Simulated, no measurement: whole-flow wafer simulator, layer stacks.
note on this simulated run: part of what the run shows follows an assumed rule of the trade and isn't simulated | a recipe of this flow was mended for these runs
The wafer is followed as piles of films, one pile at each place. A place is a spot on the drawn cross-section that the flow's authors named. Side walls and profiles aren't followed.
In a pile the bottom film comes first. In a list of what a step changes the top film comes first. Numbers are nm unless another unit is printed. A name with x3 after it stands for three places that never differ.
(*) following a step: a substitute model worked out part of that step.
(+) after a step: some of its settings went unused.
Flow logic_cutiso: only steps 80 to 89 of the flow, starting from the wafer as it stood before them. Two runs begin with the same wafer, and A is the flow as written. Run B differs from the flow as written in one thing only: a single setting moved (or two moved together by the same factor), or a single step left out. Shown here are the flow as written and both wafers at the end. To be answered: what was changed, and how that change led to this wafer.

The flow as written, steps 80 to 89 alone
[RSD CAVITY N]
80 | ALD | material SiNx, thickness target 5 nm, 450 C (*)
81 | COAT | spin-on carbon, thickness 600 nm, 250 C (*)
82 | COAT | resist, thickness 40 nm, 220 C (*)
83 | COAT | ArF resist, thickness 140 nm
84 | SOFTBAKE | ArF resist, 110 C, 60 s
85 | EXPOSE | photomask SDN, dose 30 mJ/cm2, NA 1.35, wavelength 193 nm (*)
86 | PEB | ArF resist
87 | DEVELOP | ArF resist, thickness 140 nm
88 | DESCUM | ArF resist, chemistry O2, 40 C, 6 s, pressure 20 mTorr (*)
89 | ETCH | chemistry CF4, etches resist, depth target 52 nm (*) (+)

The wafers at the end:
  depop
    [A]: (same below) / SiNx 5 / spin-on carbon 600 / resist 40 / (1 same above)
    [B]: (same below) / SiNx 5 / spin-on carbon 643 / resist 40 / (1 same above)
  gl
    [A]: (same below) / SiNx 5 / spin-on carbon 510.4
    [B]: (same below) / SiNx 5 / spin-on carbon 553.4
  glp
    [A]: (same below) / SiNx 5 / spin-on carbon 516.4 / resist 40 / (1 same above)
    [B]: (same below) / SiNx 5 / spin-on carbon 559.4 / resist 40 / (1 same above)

The reason: step 81, COAT: thickness 643 nm was run, whereas the flow has thickness 600 nm.
One can read it off the wafer: depop has spin-on carbon 643, and step 81 as written asks for 600 nm.

The path from the change to this, step by step:
  81 | COAT | spin-on carbon, thickness 600 nm, 250 C (*)
      depop, dpovl x3, ns: A spin-on carbon gains 600 (new film) | B spin-on carbon gains 643 (new film)
      gfld, gxf, gxn, gxp: A spin-on carbon gains 516.3 (new film) | B spin-on carbon gains 559.3 (new film)
      (as well as at 13 more places)
